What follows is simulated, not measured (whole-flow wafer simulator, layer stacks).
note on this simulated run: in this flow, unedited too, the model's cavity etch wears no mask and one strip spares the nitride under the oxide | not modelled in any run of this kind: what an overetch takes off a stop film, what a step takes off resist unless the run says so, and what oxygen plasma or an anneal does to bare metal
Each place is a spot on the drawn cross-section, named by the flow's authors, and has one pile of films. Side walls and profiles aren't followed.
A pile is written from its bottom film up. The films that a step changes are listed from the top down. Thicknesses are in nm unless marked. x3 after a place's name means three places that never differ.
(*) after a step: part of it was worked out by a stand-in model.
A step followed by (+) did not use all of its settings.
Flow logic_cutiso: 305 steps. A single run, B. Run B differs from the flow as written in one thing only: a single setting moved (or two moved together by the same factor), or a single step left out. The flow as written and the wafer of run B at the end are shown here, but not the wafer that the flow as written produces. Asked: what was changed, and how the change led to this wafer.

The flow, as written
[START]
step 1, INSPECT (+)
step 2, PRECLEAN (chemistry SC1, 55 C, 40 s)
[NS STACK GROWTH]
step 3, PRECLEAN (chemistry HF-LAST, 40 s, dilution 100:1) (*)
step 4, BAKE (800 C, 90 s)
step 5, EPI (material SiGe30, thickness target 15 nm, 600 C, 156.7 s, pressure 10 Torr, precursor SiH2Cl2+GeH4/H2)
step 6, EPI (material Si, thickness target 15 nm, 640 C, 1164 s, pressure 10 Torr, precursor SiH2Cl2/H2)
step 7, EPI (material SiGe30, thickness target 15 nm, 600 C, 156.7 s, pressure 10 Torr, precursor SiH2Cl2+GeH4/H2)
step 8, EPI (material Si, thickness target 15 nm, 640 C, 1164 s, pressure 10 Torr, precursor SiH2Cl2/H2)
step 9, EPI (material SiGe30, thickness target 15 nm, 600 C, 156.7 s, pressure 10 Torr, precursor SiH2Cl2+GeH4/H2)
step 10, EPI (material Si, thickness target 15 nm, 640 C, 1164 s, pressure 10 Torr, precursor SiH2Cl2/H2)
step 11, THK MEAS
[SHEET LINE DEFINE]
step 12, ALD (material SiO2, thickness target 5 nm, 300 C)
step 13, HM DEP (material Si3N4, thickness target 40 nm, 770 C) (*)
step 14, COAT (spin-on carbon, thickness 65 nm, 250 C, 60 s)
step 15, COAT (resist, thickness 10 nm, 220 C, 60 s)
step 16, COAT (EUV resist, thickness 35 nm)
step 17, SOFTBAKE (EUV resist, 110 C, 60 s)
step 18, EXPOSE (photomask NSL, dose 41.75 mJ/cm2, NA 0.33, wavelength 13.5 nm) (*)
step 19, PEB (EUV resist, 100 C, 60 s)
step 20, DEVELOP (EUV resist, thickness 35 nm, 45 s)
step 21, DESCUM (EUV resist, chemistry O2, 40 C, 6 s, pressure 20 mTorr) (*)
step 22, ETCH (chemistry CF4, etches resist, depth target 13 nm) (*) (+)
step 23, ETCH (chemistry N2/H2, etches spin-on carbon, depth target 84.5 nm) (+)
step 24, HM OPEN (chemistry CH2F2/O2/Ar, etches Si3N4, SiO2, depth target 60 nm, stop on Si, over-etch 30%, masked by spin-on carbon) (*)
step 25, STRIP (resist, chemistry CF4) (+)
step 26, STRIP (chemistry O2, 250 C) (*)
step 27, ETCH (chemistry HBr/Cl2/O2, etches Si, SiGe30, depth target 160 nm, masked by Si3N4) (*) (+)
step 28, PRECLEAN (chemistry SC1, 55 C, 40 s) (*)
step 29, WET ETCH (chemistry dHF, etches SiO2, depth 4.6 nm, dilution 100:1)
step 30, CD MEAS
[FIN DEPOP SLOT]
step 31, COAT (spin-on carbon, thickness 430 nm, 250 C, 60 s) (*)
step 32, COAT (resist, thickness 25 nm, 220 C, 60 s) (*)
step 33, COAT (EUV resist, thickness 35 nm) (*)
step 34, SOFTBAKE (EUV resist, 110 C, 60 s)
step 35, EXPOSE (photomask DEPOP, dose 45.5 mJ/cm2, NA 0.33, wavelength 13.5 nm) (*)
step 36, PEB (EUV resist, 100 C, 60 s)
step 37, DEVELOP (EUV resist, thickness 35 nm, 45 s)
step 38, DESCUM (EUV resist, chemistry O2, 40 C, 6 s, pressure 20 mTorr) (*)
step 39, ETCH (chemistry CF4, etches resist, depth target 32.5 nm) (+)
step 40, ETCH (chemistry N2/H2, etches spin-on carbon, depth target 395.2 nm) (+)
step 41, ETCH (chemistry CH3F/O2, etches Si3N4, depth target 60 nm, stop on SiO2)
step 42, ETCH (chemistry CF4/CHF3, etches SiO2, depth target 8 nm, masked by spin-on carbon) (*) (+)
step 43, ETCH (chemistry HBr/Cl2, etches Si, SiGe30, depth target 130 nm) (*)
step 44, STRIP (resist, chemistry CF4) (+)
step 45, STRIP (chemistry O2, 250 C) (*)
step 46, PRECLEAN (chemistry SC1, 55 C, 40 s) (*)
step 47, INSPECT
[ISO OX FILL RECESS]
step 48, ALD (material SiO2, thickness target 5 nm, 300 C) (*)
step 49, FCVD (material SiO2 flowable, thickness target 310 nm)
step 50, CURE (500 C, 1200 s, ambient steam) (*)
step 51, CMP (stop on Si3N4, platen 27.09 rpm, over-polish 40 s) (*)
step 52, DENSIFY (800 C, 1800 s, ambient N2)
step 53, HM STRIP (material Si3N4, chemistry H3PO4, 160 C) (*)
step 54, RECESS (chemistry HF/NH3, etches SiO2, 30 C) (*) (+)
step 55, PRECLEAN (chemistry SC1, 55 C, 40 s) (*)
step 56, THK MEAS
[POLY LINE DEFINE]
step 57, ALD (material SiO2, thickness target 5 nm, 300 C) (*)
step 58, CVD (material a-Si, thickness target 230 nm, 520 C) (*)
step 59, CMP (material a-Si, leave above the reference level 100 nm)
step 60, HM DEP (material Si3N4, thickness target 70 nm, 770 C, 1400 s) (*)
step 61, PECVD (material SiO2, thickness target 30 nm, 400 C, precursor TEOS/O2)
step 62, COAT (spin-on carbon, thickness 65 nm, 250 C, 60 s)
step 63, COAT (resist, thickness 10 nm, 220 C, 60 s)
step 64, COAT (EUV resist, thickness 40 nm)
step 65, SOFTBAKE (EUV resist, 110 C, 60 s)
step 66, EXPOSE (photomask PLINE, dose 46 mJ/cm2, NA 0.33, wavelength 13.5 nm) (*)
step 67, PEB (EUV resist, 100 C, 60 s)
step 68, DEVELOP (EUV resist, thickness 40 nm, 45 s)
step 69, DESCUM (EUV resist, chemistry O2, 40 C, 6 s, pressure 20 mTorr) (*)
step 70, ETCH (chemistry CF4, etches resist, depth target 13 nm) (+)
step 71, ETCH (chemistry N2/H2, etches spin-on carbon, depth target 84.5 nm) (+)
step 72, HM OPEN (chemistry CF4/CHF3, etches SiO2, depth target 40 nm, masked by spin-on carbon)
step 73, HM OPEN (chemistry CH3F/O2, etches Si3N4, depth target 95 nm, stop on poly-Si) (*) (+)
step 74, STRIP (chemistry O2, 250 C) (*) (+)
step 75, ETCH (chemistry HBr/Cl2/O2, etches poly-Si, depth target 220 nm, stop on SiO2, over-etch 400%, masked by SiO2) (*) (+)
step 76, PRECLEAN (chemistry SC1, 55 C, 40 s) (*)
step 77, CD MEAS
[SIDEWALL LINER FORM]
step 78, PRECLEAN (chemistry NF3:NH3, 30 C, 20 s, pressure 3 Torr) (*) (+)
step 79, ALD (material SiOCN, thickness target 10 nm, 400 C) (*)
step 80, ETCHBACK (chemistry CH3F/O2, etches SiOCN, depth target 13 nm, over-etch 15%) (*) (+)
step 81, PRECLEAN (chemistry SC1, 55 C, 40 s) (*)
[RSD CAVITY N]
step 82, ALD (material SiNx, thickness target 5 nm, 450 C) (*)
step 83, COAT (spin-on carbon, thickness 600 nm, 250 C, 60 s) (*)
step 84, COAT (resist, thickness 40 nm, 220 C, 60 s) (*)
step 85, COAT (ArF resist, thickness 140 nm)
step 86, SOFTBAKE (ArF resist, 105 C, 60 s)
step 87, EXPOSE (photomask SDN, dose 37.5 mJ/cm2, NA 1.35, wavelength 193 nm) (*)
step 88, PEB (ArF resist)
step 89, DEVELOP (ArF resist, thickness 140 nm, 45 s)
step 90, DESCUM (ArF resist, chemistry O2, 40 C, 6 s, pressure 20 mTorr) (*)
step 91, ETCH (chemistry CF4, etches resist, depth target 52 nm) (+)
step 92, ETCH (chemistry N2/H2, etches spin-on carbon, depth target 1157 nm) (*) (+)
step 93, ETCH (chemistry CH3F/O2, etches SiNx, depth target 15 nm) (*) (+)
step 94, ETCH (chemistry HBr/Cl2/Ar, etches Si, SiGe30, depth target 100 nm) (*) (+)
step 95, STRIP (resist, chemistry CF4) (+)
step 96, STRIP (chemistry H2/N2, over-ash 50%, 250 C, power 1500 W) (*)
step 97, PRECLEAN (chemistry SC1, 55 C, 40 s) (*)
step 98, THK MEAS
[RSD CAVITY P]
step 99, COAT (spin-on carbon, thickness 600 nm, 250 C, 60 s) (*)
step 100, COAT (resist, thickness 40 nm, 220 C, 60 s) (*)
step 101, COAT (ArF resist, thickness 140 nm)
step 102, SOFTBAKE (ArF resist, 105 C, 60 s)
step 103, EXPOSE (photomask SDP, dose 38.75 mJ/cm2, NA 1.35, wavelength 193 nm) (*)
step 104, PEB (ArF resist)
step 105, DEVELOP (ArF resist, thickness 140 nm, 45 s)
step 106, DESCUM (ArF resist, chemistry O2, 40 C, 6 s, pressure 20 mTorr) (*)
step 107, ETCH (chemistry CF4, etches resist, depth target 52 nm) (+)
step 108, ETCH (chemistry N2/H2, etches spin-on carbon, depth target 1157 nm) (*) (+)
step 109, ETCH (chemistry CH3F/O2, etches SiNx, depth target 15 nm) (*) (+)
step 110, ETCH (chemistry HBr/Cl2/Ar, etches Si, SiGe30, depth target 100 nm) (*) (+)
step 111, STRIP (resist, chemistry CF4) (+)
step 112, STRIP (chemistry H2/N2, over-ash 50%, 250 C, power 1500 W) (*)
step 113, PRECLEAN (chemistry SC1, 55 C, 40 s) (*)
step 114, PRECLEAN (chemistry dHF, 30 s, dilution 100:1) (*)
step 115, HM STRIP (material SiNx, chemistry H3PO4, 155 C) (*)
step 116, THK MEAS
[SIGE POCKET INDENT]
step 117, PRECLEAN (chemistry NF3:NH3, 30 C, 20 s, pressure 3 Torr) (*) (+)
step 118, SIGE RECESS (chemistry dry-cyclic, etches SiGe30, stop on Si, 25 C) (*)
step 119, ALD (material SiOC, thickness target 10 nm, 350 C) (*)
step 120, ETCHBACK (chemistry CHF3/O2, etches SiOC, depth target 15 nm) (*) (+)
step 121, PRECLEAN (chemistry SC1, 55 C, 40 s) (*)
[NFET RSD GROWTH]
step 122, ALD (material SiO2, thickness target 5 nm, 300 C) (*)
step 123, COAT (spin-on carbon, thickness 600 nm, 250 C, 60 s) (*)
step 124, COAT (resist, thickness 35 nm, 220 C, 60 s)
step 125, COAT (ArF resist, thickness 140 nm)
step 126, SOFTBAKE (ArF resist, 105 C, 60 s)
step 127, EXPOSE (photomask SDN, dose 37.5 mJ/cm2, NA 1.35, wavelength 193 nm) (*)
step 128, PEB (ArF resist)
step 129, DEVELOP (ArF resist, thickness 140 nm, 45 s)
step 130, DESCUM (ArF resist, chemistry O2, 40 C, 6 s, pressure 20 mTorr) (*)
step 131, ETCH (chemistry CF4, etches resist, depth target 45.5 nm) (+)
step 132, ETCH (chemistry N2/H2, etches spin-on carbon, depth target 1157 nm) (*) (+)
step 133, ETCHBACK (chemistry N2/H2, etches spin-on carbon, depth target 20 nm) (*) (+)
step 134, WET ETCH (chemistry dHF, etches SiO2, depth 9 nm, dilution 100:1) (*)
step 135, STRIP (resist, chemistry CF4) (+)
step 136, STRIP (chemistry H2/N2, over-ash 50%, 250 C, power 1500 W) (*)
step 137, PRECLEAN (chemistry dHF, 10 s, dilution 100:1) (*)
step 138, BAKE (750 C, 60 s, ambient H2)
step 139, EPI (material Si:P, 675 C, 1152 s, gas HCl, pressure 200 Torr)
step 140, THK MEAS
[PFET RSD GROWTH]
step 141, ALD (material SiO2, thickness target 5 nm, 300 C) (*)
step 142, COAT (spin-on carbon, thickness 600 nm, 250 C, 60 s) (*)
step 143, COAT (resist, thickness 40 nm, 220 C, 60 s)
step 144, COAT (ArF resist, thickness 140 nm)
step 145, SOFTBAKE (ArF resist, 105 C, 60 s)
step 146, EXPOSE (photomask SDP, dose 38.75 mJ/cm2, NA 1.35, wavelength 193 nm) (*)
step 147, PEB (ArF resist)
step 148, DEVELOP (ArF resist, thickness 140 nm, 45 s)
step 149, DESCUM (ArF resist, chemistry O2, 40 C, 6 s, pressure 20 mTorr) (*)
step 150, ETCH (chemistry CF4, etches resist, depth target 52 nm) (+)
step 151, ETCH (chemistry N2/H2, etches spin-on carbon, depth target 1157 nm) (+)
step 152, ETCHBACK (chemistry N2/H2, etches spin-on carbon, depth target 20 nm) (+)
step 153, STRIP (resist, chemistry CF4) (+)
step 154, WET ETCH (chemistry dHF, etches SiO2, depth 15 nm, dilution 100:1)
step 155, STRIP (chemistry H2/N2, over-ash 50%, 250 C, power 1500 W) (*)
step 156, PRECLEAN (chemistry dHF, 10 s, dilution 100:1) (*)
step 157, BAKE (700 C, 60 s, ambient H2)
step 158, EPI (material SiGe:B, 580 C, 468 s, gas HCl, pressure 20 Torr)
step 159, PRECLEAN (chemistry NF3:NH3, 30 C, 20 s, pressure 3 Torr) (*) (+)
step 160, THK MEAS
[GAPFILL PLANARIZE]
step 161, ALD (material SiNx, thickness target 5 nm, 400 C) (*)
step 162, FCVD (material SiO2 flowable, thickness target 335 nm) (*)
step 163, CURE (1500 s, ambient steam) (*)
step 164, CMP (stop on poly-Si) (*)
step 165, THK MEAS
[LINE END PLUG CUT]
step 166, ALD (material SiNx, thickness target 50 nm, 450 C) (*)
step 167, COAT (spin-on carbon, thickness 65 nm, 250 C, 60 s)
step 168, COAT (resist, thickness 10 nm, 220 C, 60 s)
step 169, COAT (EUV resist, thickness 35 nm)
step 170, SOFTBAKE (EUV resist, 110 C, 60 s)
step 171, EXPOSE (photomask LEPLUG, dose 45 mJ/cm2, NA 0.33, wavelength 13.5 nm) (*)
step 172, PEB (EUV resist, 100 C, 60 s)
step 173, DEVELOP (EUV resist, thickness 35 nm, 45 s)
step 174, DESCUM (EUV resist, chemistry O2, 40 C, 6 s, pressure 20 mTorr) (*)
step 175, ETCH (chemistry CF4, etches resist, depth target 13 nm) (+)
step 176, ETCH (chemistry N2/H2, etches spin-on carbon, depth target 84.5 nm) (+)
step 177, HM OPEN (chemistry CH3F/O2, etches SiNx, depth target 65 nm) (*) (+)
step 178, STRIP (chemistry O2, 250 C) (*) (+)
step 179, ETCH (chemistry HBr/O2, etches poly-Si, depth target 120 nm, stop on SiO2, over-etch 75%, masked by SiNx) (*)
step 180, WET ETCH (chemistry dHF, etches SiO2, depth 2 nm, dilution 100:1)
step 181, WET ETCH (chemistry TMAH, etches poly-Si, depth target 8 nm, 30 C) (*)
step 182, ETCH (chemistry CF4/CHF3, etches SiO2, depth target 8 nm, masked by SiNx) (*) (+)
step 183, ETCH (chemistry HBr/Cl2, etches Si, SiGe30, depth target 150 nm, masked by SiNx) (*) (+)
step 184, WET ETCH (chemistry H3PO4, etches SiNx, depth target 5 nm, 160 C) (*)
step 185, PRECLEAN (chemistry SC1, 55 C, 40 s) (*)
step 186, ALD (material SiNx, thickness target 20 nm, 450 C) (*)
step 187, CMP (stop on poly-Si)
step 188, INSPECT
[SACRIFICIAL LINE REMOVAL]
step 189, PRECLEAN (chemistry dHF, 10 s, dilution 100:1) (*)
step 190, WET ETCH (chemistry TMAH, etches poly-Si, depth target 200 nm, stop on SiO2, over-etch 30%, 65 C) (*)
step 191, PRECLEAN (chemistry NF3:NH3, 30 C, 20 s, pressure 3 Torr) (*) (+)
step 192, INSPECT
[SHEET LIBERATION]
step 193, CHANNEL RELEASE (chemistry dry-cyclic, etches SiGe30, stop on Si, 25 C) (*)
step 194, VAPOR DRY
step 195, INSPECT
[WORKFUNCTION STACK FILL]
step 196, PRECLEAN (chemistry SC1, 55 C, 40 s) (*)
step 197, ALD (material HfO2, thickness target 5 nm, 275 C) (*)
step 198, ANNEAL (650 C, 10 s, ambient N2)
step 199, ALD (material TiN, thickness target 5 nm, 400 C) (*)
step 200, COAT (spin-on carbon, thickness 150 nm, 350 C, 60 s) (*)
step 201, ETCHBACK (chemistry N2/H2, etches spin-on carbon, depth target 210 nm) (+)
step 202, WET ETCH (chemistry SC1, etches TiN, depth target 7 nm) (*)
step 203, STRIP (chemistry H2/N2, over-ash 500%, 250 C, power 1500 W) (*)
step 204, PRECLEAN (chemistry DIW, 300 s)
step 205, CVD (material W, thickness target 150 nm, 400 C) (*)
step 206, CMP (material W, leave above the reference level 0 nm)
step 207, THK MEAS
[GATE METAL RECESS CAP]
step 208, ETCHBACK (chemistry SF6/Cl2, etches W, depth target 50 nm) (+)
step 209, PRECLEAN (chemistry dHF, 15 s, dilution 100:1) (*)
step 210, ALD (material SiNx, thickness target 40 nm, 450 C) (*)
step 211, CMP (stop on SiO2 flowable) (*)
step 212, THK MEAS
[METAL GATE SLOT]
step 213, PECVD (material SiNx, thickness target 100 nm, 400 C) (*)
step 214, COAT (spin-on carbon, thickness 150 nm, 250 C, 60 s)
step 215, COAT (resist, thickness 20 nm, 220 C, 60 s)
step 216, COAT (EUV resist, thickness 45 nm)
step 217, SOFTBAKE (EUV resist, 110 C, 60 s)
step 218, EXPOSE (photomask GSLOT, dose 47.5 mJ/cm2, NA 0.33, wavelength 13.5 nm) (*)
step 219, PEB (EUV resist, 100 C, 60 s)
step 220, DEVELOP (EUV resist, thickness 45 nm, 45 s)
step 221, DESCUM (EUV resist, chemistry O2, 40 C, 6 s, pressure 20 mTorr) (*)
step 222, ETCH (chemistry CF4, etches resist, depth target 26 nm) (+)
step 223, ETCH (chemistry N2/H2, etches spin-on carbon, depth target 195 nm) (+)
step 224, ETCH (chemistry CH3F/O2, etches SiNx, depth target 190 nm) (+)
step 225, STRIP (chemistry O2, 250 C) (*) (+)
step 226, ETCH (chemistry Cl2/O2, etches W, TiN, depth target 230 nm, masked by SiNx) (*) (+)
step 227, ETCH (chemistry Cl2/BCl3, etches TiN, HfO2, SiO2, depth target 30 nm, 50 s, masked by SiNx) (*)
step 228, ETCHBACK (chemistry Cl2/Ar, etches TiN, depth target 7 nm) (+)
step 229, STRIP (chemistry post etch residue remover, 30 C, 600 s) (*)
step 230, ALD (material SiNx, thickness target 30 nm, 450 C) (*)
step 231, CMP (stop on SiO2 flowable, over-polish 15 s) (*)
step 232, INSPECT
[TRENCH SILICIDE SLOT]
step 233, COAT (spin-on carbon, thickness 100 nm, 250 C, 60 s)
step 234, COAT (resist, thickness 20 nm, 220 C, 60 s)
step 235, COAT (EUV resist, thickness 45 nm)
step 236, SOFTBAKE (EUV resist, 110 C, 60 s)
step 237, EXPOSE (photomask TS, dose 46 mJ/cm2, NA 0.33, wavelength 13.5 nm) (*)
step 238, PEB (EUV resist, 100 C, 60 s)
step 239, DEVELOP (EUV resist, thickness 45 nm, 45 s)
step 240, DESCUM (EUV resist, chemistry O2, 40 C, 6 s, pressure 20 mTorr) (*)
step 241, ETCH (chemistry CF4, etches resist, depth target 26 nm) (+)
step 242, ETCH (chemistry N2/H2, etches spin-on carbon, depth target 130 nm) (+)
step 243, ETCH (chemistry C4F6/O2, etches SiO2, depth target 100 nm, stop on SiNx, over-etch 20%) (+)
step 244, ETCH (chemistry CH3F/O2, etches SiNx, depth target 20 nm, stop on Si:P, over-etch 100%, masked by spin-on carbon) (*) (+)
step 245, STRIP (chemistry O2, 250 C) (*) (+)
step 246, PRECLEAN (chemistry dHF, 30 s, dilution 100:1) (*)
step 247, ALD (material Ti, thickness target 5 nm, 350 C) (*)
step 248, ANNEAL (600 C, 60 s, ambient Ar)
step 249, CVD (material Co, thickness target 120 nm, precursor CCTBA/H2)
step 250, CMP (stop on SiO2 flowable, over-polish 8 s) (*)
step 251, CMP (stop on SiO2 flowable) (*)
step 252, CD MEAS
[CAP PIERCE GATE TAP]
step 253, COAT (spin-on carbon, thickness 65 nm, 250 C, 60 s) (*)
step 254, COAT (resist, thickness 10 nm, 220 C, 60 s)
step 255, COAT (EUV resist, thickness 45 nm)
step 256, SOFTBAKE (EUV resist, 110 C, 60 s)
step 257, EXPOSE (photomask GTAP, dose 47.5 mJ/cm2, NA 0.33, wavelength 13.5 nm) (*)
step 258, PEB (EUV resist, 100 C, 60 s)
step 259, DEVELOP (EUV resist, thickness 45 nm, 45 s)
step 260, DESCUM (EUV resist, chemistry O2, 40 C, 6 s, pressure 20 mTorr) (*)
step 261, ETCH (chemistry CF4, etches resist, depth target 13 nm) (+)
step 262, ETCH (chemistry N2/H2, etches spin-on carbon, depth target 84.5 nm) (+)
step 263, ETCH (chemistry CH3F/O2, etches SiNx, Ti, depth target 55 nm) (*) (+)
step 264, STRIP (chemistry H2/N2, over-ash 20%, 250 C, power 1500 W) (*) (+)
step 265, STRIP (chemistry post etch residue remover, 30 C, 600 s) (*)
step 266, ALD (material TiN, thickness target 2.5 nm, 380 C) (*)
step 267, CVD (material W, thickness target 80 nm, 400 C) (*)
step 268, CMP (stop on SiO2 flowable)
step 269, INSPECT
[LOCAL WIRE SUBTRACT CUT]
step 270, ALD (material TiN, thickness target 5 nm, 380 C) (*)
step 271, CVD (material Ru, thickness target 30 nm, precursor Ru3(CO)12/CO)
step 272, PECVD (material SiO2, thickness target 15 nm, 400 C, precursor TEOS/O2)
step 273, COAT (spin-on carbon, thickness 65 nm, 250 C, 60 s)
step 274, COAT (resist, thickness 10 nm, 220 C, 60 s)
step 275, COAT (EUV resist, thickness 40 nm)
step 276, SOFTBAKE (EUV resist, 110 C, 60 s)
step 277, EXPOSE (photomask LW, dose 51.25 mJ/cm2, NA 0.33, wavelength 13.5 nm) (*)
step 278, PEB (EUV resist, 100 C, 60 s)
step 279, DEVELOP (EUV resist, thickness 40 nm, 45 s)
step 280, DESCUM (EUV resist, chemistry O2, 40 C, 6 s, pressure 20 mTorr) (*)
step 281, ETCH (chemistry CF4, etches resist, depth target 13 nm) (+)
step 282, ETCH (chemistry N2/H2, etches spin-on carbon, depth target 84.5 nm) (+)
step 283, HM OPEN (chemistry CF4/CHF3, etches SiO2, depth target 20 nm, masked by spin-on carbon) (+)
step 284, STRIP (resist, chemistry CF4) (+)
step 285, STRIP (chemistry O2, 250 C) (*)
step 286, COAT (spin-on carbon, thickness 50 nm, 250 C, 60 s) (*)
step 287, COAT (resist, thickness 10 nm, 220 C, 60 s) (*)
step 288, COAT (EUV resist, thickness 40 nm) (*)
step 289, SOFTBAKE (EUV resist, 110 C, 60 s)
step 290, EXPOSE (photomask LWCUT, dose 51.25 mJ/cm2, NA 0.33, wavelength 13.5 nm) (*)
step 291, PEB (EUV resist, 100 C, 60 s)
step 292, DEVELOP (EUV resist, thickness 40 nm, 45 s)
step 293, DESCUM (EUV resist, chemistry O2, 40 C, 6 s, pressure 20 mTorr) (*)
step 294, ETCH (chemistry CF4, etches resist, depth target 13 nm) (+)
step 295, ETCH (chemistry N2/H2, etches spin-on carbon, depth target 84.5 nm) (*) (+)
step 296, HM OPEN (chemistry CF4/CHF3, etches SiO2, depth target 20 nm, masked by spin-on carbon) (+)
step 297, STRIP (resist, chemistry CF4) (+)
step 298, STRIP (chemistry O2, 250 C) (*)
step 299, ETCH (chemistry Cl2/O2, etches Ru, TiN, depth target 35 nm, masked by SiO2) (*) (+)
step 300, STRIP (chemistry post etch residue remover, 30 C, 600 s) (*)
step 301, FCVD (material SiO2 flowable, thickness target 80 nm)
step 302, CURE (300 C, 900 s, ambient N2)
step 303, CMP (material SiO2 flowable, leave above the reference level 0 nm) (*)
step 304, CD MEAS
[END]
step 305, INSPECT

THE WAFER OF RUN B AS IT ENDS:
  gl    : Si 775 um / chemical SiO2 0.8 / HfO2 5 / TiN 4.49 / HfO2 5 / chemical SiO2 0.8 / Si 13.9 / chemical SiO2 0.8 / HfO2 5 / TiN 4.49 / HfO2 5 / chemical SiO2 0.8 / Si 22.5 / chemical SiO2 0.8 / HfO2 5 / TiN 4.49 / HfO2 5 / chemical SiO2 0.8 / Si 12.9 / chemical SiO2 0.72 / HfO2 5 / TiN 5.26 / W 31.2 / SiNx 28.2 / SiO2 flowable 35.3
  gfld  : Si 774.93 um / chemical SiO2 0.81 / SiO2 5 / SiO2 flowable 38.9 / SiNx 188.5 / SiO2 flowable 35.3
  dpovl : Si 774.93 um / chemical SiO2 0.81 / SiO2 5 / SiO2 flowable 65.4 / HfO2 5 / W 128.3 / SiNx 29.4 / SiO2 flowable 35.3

What caused this: step 8, EPI: thickness target 23.6 nm was run, while the flow as written has thickness target 15 nm; step 8, EPI: 1834 s was run, where the flow has 1164 s.

The path from the change to this, step by step:
  step 8, EPI (material Si, thickness target 15 nm, 640 C, 1164 s, pressure 10 Torr, precursor SiH2Cl2/H2)
      depop, dpovl, gfld and 19 more: Si gains 23.6 (new film) (in the flow as written it would be: Si gains 15 (new film))
  step 27, ETCH (chemistry HBr/Cl2/O2, etches Si, SiGe30, depth target 160 nm, masked by Si3N4) (*) (+)
      gfld, gxf, iso, lnri: chemical SiO2 loses 0.79 (all of it), Si loses 11.4 (all of it), SiGe30 loses 15 (all of it), Si loses 23.6 (all of it), SiGe30 loses 15 (all of it), Si loses 15 (all of it), SiGe30 loses 15 (all of it), Si loses 65 (in the flow as written it would be: chemical SiO2 loses 0.79 (all of it), Si loses 11.4 (all of it), SiGe30 loses 15 (all of it), Si loses 15 (all of it), SiGe30 loses 15 (all of it), Si loses 15 (all of it), SiGe30 loses 15 (all of it), Si loses 73.6)
      dpovl, nsgap: chemical SiO2 loses 0.79 (all of it), Si loses 11.8 (all of it), SiGe30 loses 15 (all of it), Si loses 23.6 (all of it), SiGe30 loses 15 (all of it), Si loses 15 (all of it), SiGe30 loses 15 (all of it), Si loses 64.6 (in the flow as written it would be: chemical SiO2 loses 0.79 (all of it), Si loses 11.8 (all of it), SiGe30 loses 15 (all of it), Si loses 15 (all of it), SiGe30 loses 15 (all of it), Si loses 15 (all of it), SiGe30 loses 15 (all of it), Si loses 73.2)
      (and at 1 other place as well)
  step 43, ETCH (chemistry HBr/Cl2, etches Si, SiGe30, depth target 130 nm) (*)
      depop: Si loses 14 (all of it), SiGe30 loses 15 (all of it), Si loses 23.6 (all of it), SiGe30 loses 15 (all of it), Si loses 15 (all of it), SiGe30 loses 15 (all of it), Si loses 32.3 (in the flow as written it would be: Si loses 14 (all of it), SiGe30 loses 15 (all of it), Si loses 15 (all of it), SiGe30 loses 15 (all of it), Si loses 15 (all of it), SiGe30 loses 15 (all of it), Si loses 41)
  step 94, ETCH (chemistry HBr/Cl2/Ar, etches Si, SiGe30, depth target 100 nm) (*) (+)
      rsdn, rsdx: chemical SiO2 loses 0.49 (all of it), Si loses 12.8 (all of it), SiGe30 loses 15 (all of it), Si loses 23.6 (all of it), SiGe30 loses 15 (all of it), Si loses 15 (all of it), SiGe30 loses 15 (all of it), Si loses 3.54 (in the flow as written it would be: chemical SiO2 loses 0.49 (all of it), Si loses 12.8 (all of it), SiGe30 loses 15 (all of it), Si loses 15 (all of it), SiGe30 loses 15 (all of it), Si loses 15 (all of it), SiGe30 loses 15 (all of it), Si loses 12.2)
  step 110, ETCH (chemistry HBr/Cl2/Ar, etches Si, SiGe30, depth target 100 nm) (*) (+)
      rsdp, rsdw: chemical SiO2 loses 0.49 (all of it), Si loses 12.8 (all of it), SiGe30 loses 15 (all of it), Si loses 23.6 (all of it), SiGe30 loses 15 (all of it), Si loses 15 (all of it), SiGe30 loses 15 (all of it), Si loses 3.54 (in the flow as written it would be: chemical SiO2 loses 0.49 (all of it), Si loses 12.8 (all of it), SiGe30 loses 15 (all of it), Si loses 15 (all of it), SiGe30 loses 15 (all of it), Si loses 15 (all of it), SiGe30 loses 15 (all of it), Si loses 12.2)
  step 183, ETCH (chemistry HBr/Cl2, etches Si, SiGe30, depth target 150 nm, masked by SiNx) (*) (+)
      plug: Si loses 13.6 (all of it), SiGe30 loses 15 (all of it), Si loses 23.6 (all of it), SiGe30 loses 15 (all of it), Si loses 15 (all of it), SiGe30 loses 15 (all of it), Si loses 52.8 (in the flow as written it would be: Si loses 13.6 (all of it), SiGe30 loses 15 (all of it), Si loses 15 (all of it), SiGe30 loses 15 (all of it), Si loses 15 (all of it), SiGe30 loses 15 (all of it), Si loses 61.4)
